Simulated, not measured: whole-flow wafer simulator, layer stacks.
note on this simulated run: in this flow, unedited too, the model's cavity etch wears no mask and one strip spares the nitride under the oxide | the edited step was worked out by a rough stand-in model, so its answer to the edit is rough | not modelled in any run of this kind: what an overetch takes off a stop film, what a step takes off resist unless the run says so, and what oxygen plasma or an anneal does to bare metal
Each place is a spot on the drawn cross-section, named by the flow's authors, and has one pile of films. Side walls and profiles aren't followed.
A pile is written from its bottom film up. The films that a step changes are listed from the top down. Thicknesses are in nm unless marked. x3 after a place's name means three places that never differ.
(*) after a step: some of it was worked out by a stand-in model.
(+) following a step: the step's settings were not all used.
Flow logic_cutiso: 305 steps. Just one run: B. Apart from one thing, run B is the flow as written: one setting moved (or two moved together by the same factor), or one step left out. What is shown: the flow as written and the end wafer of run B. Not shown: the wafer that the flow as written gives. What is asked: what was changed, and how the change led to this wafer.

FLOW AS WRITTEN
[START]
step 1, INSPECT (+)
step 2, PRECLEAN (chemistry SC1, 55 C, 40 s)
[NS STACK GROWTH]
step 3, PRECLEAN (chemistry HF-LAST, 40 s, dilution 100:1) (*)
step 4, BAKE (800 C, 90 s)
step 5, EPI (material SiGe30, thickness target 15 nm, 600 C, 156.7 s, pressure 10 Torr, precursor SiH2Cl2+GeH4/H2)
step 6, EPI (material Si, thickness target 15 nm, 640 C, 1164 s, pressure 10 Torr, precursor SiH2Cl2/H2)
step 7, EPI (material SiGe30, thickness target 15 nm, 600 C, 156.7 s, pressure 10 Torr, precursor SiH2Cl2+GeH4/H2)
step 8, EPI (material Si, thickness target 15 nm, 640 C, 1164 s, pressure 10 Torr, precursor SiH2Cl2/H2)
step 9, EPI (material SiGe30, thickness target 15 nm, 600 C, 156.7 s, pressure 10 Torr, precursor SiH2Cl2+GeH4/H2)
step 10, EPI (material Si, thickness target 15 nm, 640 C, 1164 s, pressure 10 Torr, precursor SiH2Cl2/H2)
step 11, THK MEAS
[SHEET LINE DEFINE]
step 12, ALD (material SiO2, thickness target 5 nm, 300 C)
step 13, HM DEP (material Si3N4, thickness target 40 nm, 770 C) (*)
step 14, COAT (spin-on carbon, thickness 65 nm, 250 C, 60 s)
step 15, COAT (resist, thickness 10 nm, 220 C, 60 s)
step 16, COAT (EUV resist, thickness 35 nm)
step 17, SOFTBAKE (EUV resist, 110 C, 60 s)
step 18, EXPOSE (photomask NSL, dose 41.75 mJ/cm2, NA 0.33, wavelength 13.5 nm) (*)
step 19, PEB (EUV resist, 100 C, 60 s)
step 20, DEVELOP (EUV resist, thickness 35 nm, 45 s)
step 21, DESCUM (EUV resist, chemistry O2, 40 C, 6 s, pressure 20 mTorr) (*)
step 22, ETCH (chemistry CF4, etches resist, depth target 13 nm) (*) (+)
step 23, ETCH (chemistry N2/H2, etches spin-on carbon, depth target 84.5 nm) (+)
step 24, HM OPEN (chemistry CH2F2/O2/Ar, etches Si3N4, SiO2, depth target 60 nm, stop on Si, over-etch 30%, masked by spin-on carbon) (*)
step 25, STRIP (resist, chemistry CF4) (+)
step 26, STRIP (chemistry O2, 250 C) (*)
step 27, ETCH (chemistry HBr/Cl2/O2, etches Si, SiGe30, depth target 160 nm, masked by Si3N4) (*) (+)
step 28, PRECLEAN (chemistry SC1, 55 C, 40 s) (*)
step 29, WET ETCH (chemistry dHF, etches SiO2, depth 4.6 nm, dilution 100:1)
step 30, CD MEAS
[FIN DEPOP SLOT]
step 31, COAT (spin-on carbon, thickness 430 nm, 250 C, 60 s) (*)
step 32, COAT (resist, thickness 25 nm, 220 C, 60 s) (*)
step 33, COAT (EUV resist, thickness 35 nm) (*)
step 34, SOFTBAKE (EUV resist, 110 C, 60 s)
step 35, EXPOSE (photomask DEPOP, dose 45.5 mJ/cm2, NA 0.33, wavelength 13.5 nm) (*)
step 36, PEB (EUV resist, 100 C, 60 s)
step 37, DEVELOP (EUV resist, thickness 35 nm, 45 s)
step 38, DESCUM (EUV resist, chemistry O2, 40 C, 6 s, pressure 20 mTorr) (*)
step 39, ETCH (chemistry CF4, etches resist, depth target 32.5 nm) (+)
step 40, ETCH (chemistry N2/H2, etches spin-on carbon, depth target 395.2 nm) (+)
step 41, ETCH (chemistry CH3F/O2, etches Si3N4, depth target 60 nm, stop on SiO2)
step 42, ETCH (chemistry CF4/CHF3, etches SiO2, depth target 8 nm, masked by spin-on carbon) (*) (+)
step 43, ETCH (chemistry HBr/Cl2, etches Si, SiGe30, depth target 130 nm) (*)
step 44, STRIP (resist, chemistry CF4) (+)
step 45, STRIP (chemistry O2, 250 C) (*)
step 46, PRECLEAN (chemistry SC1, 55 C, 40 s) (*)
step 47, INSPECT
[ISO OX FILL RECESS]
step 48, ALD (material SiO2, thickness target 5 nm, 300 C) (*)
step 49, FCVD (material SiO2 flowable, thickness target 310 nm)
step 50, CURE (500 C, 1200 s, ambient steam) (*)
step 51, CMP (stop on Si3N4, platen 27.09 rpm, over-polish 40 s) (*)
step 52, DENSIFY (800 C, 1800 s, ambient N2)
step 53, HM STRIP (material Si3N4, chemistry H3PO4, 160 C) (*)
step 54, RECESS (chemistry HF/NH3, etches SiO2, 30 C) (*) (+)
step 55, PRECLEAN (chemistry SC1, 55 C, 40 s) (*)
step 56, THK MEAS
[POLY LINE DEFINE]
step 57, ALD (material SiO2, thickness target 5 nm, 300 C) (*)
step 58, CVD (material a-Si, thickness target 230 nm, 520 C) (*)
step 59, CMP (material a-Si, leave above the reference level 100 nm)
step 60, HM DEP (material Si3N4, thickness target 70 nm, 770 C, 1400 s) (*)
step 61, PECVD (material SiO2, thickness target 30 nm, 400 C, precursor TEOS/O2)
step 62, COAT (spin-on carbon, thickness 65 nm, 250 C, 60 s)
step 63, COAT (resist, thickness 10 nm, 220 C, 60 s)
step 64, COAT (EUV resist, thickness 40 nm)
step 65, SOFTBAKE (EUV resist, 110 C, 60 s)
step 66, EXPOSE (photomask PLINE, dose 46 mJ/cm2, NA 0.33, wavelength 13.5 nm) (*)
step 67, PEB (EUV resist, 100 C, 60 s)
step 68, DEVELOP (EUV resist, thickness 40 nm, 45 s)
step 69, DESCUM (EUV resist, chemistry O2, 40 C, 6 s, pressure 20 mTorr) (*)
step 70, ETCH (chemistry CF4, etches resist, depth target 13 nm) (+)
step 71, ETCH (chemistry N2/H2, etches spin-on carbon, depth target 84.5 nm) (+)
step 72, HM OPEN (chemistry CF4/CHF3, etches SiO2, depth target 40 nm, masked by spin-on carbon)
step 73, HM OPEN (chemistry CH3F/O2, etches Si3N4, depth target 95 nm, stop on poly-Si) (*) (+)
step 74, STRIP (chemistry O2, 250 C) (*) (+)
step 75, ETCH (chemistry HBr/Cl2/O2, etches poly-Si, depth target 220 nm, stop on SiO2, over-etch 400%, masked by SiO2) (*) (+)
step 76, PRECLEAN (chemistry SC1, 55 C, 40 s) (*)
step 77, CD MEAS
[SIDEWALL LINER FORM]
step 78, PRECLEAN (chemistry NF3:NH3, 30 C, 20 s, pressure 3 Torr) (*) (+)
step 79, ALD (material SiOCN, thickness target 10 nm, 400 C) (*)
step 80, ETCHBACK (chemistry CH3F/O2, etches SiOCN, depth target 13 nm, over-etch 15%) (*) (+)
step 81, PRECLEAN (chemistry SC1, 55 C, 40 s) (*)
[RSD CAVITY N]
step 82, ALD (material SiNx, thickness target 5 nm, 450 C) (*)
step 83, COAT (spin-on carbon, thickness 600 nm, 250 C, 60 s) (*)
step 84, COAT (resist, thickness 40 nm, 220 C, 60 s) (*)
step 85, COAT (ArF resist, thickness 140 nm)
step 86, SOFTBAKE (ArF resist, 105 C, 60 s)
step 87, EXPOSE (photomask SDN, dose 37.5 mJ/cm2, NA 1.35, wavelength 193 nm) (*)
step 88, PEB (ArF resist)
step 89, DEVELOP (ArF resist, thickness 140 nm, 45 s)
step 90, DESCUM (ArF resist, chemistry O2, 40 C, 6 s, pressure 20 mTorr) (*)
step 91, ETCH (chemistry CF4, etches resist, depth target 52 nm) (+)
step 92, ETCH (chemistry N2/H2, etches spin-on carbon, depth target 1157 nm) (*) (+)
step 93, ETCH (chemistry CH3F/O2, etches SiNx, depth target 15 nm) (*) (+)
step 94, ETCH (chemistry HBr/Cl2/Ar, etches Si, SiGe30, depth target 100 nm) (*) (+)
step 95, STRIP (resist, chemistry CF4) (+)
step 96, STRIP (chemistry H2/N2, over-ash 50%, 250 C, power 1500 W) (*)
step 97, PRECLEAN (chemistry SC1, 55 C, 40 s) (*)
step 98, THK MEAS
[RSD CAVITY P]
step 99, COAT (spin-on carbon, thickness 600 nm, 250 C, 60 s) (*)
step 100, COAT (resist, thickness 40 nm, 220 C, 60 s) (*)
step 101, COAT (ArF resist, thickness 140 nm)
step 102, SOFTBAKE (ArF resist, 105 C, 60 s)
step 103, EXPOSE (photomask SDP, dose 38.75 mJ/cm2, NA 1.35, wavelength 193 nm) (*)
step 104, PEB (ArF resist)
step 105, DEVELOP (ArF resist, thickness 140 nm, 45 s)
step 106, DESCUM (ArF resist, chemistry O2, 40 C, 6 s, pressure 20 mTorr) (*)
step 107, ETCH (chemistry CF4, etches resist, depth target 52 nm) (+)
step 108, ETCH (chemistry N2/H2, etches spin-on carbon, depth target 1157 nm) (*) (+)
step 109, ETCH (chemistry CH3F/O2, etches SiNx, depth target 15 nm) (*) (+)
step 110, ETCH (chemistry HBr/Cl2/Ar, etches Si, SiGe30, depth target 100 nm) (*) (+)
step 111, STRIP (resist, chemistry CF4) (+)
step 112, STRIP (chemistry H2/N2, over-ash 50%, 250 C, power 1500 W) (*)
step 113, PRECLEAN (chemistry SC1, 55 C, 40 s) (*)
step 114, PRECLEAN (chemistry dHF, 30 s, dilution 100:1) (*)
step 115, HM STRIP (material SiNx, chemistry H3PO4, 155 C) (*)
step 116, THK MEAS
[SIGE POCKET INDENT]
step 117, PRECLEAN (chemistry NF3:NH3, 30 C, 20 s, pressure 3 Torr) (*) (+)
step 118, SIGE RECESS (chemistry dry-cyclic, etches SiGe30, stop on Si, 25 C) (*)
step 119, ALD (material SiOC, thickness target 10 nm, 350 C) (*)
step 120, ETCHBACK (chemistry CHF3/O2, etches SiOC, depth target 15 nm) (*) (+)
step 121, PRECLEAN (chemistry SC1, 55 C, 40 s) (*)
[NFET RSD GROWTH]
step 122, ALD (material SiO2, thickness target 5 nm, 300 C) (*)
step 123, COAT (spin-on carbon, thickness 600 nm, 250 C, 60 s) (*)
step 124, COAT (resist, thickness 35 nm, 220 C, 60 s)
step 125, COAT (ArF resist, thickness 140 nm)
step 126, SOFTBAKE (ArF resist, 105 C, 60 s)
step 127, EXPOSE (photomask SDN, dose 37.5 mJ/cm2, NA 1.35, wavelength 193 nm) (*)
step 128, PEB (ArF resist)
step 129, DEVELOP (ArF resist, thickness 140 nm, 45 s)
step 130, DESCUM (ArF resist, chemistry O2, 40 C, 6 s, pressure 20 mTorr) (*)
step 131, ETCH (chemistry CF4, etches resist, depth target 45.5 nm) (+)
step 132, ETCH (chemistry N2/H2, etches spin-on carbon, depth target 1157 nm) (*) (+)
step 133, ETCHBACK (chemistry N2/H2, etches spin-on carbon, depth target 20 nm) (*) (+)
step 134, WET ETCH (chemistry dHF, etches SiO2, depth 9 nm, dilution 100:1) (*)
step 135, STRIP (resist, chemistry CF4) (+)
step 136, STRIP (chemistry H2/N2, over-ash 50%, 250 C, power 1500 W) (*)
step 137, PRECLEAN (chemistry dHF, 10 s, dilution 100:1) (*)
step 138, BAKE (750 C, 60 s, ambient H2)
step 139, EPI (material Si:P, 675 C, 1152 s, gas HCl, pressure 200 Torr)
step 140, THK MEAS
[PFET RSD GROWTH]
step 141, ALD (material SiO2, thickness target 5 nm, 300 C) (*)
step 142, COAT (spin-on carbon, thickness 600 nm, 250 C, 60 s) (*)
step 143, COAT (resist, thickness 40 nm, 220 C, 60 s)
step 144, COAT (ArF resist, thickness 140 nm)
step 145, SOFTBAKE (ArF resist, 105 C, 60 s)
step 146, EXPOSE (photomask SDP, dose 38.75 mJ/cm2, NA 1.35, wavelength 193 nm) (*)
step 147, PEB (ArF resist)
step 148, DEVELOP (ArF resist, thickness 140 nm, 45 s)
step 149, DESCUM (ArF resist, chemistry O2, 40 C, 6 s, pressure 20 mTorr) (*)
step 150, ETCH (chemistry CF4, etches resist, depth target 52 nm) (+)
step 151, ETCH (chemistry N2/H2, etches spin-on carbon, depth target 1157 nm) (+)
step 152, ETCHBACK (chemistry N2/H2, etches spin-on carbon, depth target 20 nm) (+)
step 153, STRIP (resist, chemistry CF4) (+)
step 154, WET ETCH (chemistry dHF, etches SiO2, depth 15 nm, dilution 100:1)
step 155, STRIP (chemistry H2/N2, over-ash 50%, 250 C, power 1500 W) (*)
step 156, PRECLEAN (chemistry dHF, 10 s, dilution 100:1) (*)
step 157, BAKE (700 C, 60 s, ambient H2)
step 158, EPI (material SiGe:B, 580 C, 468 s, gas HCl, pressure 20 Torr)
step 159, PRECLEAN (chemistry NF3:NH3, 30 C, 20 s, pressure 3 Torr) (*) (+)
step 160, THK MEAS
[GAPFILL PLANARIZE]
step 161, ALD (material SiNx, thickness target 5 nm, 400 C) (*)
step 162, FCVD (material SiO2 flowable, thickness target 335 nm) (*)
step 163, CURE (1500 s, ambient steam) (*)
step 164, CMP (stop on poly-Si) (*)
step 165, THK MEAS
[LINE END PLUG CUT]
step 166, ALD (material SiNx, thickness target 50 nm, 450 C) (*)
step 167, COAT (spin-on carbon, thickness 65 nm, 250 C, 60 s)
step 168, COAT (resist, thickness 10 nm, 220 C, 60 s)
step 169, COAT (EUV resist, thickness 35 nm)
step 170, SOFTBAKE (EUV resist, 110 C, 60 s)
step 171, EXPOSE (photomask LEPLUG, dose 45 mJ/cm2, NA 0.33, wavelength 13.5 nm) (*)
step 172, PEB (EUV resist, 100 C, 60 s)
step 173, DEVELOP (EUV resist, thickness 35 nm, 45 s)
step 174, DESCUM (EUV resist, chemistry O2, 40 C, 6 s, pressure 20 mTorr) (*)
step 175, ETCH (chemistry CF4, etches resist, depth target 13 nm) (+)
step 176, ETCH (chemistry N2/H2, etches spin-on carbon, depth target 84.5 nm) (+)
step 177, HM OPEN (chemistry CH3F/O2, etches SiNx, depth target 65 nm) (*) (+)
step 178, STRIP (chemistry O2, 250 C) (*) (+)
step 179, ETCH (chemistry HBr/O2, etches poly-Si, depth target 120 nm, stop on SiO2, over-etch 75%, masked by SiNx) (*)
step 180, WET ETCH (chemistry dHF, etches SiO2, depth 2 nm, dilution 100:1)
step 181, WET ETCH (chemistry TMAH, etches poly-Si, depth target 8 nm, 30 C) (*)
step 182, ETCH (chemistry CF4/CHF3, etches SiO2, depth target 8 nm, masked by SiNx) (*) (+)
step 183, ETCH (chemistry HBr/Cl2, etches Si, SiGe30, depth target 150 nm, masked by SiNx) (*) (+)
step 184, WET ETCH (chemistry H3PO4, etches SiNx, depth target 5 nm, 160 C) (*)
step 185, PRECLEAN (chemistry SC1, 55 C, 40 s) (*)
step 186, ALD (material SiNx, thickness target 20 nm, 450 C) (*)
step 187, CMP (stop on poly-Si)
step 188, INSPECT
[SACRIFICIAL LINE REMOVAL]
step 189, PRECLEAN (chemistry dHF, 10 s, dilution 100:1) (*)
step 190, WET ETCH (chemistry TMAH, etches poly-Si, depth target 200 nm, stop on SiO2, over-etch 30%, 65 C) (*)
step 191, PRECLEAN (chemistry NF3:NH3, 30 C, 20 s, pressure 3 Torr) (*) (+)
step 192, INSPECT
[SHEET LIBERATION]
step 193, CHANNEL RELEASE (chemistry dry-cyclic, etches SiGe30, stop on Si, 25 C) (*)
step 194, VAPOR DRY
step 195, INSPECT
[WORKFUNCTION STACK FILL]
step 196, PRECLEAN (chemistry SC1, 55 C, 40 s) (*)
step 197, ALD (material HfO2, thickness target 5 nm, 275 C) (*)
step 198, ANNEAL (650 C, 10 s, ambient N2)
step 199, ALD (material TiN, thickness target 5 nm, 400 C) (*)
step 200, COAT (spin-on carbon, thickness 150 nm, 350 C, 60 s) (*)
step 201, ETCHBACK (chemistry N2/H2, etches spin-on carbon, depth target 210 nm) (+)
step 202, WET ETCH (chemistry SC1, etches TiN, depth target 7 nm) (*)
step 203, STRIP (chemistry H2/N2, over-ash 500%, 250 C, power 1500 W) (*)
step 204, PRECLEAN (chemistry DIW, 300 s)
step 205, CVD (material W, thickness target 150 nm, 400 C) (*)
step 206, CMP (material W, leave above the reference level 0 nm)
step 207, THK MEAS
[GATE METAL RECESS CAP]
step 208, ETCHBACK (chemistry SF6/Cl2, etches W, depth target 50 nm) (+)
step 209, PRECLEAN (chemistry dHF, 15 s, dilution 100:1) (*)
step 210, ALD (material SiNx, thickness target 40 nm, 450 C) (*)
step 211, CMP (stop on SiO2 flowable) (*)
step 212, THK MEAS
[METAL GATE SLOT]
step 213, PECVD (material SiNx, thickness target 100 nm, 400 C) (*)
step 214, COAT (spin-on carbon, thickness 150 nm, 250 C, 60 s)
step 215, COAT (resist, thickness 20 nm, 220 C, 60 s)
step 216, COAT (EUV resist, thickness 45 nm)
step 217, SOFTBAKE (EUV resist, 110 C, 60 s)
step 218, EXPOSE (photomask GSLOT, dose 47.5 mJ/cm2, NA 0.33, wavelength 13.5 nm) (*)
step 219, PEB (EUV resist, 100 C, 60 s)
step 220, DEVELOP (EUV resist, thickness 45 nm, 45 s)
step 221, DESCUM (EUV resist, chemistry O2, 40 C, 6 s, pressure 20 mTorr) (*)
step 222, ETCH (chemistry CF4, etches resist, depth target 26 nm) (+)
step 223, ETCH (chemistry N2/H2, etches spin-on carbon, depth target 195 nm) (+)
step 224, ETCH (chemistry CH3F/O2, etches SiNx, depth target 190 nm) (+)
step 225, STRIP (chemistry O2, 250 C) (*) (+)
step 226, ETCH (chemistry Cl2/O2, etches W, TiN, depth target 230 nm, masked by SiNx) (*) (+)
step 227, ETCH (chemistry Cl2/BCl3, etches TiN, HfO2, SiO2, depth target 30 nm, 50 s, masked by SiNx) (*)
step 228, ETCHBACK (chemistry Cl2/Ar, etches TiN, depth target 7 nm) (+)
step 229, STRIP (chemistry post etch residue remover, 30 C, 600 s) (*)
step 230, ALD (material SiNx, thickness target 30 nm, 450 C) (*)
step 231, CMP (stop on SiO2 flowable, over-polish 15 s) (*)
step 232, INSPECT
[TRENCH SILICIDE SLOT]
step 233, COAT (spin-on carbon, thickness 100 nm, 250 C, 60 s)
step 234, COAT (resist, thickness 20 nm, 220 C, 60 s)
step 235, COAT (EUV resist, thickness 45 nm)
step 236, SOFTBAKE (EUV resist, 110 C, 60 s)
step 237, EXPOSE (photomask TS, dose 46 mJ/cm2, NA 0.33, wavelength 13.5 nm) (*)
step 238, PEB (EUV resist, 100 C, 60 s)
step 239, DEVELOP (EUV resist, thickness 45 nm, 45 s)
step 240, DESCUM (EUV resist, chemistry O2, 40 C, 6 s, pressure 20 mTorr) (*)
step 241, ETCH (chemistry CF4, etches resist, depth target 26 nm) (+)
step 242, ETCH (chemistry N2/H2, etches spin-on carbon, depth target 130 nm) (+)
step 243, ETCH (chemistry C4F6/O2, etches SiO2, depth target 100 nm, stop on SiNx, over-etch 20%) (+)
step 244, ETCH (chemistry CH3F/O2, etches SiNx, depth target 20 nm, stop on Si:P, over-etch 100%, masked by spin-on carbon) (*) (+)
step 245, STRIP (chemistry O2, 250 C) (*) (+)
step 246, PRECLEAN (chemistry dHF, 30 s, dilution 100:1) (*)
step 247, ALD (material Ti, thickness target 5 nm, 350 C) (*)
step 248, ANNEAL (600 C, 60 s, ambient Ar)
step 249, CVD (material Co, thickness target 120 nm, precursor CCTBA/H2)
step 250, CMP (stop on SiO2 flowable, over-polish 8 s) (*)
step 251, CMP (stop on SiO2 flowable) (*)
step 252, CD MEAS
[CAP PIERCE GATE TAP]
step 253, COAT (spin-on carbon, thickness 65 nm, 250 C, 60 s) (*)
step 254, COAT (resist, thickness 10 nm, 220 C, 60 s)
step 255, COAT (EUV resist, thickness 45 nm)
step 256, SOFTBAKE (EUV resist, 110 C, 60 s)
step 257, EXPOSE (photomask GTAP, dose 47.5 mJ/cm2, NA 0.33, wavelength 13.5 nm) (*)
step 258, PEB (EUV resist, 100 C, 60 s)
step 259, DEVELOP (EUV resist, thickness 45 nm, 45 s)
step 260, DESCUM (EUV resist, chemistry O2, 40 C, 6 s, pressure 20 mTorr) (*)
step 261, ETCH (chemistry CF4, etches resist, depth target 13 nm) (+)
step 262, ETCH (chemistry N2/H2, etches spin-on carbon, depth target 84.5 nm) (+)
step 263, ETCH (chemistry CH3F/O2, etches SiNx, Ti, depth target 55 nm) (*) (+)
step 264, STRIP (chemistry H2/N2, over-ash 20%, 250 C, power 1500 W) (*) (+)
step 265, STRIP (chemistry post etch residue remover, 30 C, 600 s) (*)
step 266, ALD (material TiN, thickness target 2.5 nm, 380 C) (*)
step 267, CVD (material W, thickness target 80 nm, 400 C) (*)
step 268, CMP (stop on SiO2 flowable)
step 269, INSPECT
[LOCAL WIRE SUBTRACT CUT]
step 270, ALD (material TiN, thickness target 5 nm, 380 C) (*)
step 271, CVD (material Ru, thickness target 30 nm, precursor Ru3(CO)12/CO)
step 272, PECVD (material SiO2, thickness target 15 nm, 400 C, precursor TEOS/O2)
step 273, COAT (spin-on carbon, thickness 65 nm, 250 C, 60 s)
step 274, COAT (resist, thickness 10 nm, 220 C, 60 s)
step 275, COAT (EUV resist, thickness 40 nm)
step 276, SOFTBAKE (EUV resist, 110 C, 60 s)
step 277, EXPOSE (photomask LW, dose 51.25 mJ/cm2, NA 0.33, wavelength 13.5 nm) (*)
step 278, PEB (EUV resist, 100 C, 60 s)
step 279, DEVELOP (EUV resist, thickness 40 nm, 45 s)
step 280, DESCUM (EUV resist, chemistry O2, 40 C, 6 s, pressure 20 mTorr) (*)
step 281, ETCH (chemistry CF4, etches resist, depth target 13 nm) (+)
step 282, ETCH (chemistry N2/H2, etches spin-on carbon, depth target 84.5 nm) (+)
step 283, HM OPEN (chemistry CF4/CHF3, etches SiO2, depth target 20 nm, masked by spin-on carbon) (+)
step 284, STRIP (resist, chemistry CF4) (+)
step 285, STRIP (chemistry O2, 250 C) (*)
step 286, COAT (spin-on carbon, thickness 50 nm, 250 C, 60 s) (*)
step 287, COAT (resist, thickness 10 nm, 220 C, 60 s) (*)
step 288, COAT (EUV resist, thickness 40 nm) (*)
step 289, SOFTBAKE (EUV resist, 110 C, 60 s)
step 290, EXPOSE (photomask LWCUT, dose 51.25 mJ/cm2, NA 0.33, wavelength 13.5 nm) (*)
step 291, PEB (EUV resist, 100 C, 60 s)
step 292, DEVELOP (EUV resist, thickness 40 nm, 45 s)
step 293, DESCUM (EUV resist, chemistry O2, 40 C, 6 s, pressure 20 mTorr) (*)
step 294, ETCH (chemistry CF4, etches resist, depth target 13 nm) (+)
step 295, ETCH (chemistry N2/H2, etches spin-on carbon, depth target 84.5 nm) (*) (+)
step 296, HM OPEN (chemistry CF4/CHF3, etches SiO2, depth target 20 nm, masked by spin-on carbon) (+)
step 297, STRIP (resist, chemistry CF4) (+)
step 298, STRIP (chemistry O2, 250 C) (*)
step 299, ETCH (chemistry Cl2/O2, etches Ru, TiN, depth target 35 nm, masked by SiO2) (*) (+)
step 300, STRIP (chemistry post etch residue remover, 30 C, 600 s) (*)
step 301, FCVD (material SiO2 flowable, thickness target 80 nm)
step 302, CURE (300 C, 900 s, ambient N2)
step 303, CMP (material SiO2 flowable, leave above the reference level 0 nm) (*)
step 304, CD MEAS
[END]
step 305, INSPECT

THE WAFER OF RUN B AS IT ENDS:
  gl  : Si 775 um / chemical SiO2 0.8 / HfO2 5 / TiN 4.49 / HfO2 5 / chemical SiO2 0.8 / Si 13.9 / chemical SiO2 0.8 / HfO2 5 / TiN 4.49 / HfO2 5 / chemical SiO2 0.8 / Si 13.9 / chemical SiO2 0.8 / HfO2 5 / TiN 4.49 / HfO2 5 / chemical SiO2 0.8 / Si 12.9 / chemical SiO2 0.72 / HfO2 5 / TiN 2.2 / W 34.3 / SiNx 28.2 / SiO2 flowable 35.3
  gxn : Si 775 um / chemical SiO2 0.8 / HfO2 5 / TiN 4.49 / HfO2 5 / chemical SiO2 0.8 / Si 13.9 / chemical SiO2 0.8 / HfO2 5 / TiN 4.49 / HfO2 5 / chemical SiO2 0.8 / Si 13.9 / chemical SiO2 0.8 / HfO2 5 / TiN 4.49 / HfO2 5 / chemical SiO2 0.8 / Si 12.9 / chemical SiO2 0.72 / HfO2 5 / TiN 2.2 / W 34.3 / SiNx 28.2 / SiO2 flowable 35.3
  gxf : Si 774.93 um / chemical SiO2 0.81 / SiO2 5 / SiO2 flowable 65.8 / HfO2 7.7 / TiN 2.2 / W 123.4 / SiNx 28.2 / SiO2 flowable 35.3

The reason: step 199, ALD: thickness target 2.2 nm was run, though the flow has thickness target 5 nm.
The wafer lets one read it off: gxn has TiN 2.2, and step 199 as written asks for 5 nm.

The path from the change to this, step by step:
  step 199, ALD (material TiN, thickness target 5 nm, 400 C) (*)
      depop, dpovl, gxf and 12 more: TiN gains 2.2 (new film) (it would be, as written: TiN gains 5 (new film))
      gl, glp, tap: TiN gains 2.2 (new film), TiN gains 4.49 (new film), cavity loses 4.49 (all of it), TiN gains 4.49 (new film), cavity loses 4.49 (all of it), TiN gains 4.49 (new film), cavity loses 4.49 (all of it) (it would be, as written: TiN gains 5.26 (new film), TiN gains 4.49 (new film), cavity loses 4.49 (all of it), TiN gains 4.49 (new film), cavity loses 4.49 (all of it), TiN gains 4.49 (new film), cavity loses 4.49 (all of it))
      (also at 4 further places)
  step 200, COAT (spin-on carbon, thickness 150 nm, 350 C, 60 s) (*)
      gl, glp: spin-on carbon gains 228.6 (new film) (it would be, as written: spin-on carbon gains 236.9 (new film))
      gxn, gxp: spin-on carbon gains 228.2 (new film) (it would be, as written: spin-on carbon gains 236.9 (new film))
      (also at 17 further places)
  step 201, ETCHBACK (chemistry N2/H2, etches spin-on carbon, depth target 210 nm) (+)
      lnr, lnrp: spin-on carbon loses 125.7 (all of it) (it would be, as written: spin-on carbon loses 133.9 (all of it))
      depop: spin-on carbon loses 189.5 (all of it) (it would be, as written: spin-on carbon loses 194.7 (all of it))
      (also at 12 further places)
  step 202, WET ETCH (chemistry SC1, etches TiN, depth target 7 nm) (*)
      depop, dpovl, iso and 12 more: TiN loses 2.2 (all of it) (it would be, as written: TiN loses 5 (all of it))
  step 203, STRIP (chemistry H2/N2, over-ash 500%, 250 C, power 1500 W) (*)
      gl, glp: spin-on carbon loses 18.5 (all of it) (it would be, as written: spin-on carbon loses 26.7 (all of it))
      gxn, gxp: spin-on carbon loses 18 (all of it) (it would be, as written: spin-on carbon loses 26.8 (all of it))
      (also at 3 further places)
  step 226, ETCH (chemistry Cl2/O2, etches W, TiN, depth target 230 nm, masked by SiNx) (*) (+)
      gfld: W loses 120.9 (all of it), TiN loses 2.2 (all of it), HfO2 loses 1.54 (it would be, as written: W loses 115.4 (all of it), TiN loses 7.64 (all of it), HfO2 loses 1.54)
